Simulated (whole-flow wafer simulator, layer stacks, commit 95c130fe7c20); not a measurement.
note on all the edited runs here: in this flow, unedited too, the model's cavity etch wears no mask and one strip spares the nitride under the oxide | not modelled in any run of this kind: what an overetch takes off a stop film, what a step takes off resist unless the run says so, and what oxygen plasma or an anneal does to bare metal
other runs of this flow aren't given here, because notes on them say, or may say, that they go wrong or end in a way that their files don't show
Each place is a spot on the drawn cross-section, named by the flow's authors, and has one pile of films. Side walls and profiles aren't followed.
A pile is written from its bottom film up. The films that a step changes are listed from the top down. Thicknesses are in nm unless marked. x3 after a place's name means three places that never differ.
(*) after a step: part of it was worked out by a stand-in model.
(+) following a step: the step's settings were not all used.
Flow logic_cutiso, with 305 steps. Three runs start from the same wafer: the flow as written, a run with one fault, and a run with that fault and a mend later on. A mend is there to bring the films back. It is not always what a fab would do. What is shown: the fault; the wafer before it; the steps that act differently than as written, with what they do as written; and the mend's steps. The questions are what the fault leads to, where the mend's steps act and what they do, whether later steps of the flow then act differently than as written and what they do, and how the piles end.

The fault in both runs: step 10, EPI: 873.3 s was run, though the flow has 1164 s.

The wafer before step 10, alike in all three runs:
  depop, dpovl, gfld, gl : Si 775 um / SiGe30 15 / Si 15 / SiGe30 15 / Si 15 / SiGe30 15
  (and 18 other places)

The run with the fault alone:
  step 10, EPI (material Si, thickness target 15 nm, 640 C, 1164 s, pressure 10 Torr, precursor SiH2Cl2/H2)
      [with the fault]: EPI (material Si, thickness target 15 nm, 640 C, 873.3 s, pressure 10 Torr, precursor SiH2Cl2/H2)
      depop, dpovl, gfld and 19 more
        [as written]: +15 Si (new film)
        [with the fault]: +11.3 Si (new film)
  Steps further on in the flow that do not act as written (5 other steps are not shown; they differ only slightly, by no more than 2% or 0.5 nm, whichever is larger):
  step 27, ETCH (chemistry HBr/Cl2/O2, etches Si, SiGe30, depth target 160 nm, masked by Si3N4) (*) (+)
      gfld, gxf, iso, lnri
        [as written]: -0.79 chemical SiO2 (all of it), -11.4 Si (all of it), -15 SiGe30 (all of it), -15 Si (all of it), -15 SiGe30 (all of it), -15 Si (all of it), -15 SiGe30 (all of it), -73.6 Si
        [with the fault]: -0.79 chemical SiO2 (all of it), -7.6 Si (all of it), -15 SiGe30 (all of it), -15 Si (all of it), -15 SiGe30 (all of it), -15 Si (all of it), -15 SiGe30 (all of it), -77.4 Si
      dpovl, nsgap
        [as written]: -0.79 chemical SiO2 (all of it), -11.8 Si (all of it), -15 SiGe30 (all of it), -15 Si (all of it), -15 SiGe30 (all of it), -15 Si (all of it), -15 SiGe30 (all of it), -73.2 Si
        [with the fault]: -0.79 chemical SiO2 (all of it), -8 Si (all of it), -15 SiGe30 (all of it), -15 Si (all of it), -15 SiGe30 (all of it), -15 Si (all of it), -15 SiGe30 (all of it), -77 Si
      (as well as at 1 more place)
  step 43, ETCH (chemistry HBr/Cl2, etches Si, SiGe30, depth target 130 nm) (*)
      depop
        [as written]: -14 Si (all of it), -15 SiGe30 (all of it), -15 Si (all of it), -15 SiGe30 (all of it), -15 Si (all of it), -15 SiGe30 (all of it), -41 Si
        [with the fault]: -10.3 Si (all of it), -15 SiGe30 (all of it), -15 Si (all of it), -15 SiGe30 (all of it), -15 Si (all of it), -15 SiGe30 (all of it), -44.7 Si
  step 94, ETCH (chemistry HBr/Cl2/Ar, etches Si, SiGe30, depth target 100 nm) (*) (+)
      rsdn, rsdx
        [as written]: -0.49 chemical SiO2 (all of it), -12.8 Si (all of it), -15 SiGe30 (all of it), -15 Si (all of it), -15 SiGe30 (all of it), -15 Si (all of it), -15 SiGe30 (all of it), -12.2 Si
        [with the fault]: -0.49 chemical SiO2 (all of it), -9.07 Si (all of it), -15 SiGe30 (all of it), -15 Si (all of it), -15 SiGe30 (all of it), -15 Si (all of it), -15 SiGe30 (all of it), -15.9 Si
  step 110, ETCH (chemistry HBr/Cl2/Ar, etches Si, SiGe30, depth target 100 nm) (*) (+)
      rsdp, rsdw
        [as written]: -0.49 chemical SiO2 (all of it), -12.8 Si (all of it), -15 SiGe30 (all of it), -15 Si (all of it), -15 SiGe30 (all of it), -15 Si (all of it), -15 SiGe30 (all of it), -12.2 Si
        [with the fault]: -0.49 chemical SiO2 (all of it), -9.07 Si (all of it), -15 SiGe30 (all of it), -15 Si (all of it), -15 SiGe30 (all of it), -15 Si (all of it), -15 SiGe30 (all of it), -15.9 Si
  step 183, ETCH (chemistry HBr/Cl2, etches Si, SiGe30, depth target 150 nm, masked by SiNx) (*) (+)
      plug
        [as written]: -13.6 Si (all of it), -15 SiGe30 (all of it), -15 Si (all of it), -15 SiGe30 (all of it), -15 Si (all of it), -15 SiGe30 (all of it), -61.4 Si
        [with the fault]: -9.8 Si (all of it), -15 SiGe30 (all of it), -15 Si (all of it), -15 SiGe30 (all of it), -15 Si (all of it), -15 SiGe30 (all of it), -65.2 Si
  By the end, the piles at gl, glp, gxn and 6 more depart from the flow's by more than 2% or 0.5 nm, whichever is larger.
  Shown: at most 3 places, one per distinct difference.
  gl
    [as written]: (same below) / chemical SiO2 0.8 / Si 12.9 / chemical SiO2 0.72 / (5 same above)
    [with the fault]: (same below) / chemical SiO2 0.8 / Si 9.1 / chemical SiO2 0.72 / (5 same above)
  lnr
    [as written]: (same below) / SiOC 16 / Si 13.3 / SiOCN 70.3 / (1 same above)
    [with the fault]: (same below) / SiOC 16 / Si 9.54 / SiOCN 70.3 / (1 same above)
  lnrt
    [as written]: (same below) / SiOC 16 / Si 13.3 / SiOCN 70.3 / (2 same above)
    [with the fault]: (same below) / SiOC 16 / Si 9.54 / SiOCN 70.3 / (2 same above)

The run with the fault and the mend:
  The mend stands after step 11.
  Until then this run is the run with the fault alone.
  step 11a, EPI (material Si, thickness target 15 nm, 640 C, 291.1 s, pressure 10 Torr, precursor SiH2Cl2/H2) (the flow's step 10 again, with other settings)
      depop, dpovl, gfld and 19 more
        +3.75 Si
  Every later step of the flow that is run acts as written at every place that is followed.
  By the end, the piles equal the flow's at every place that both follow.
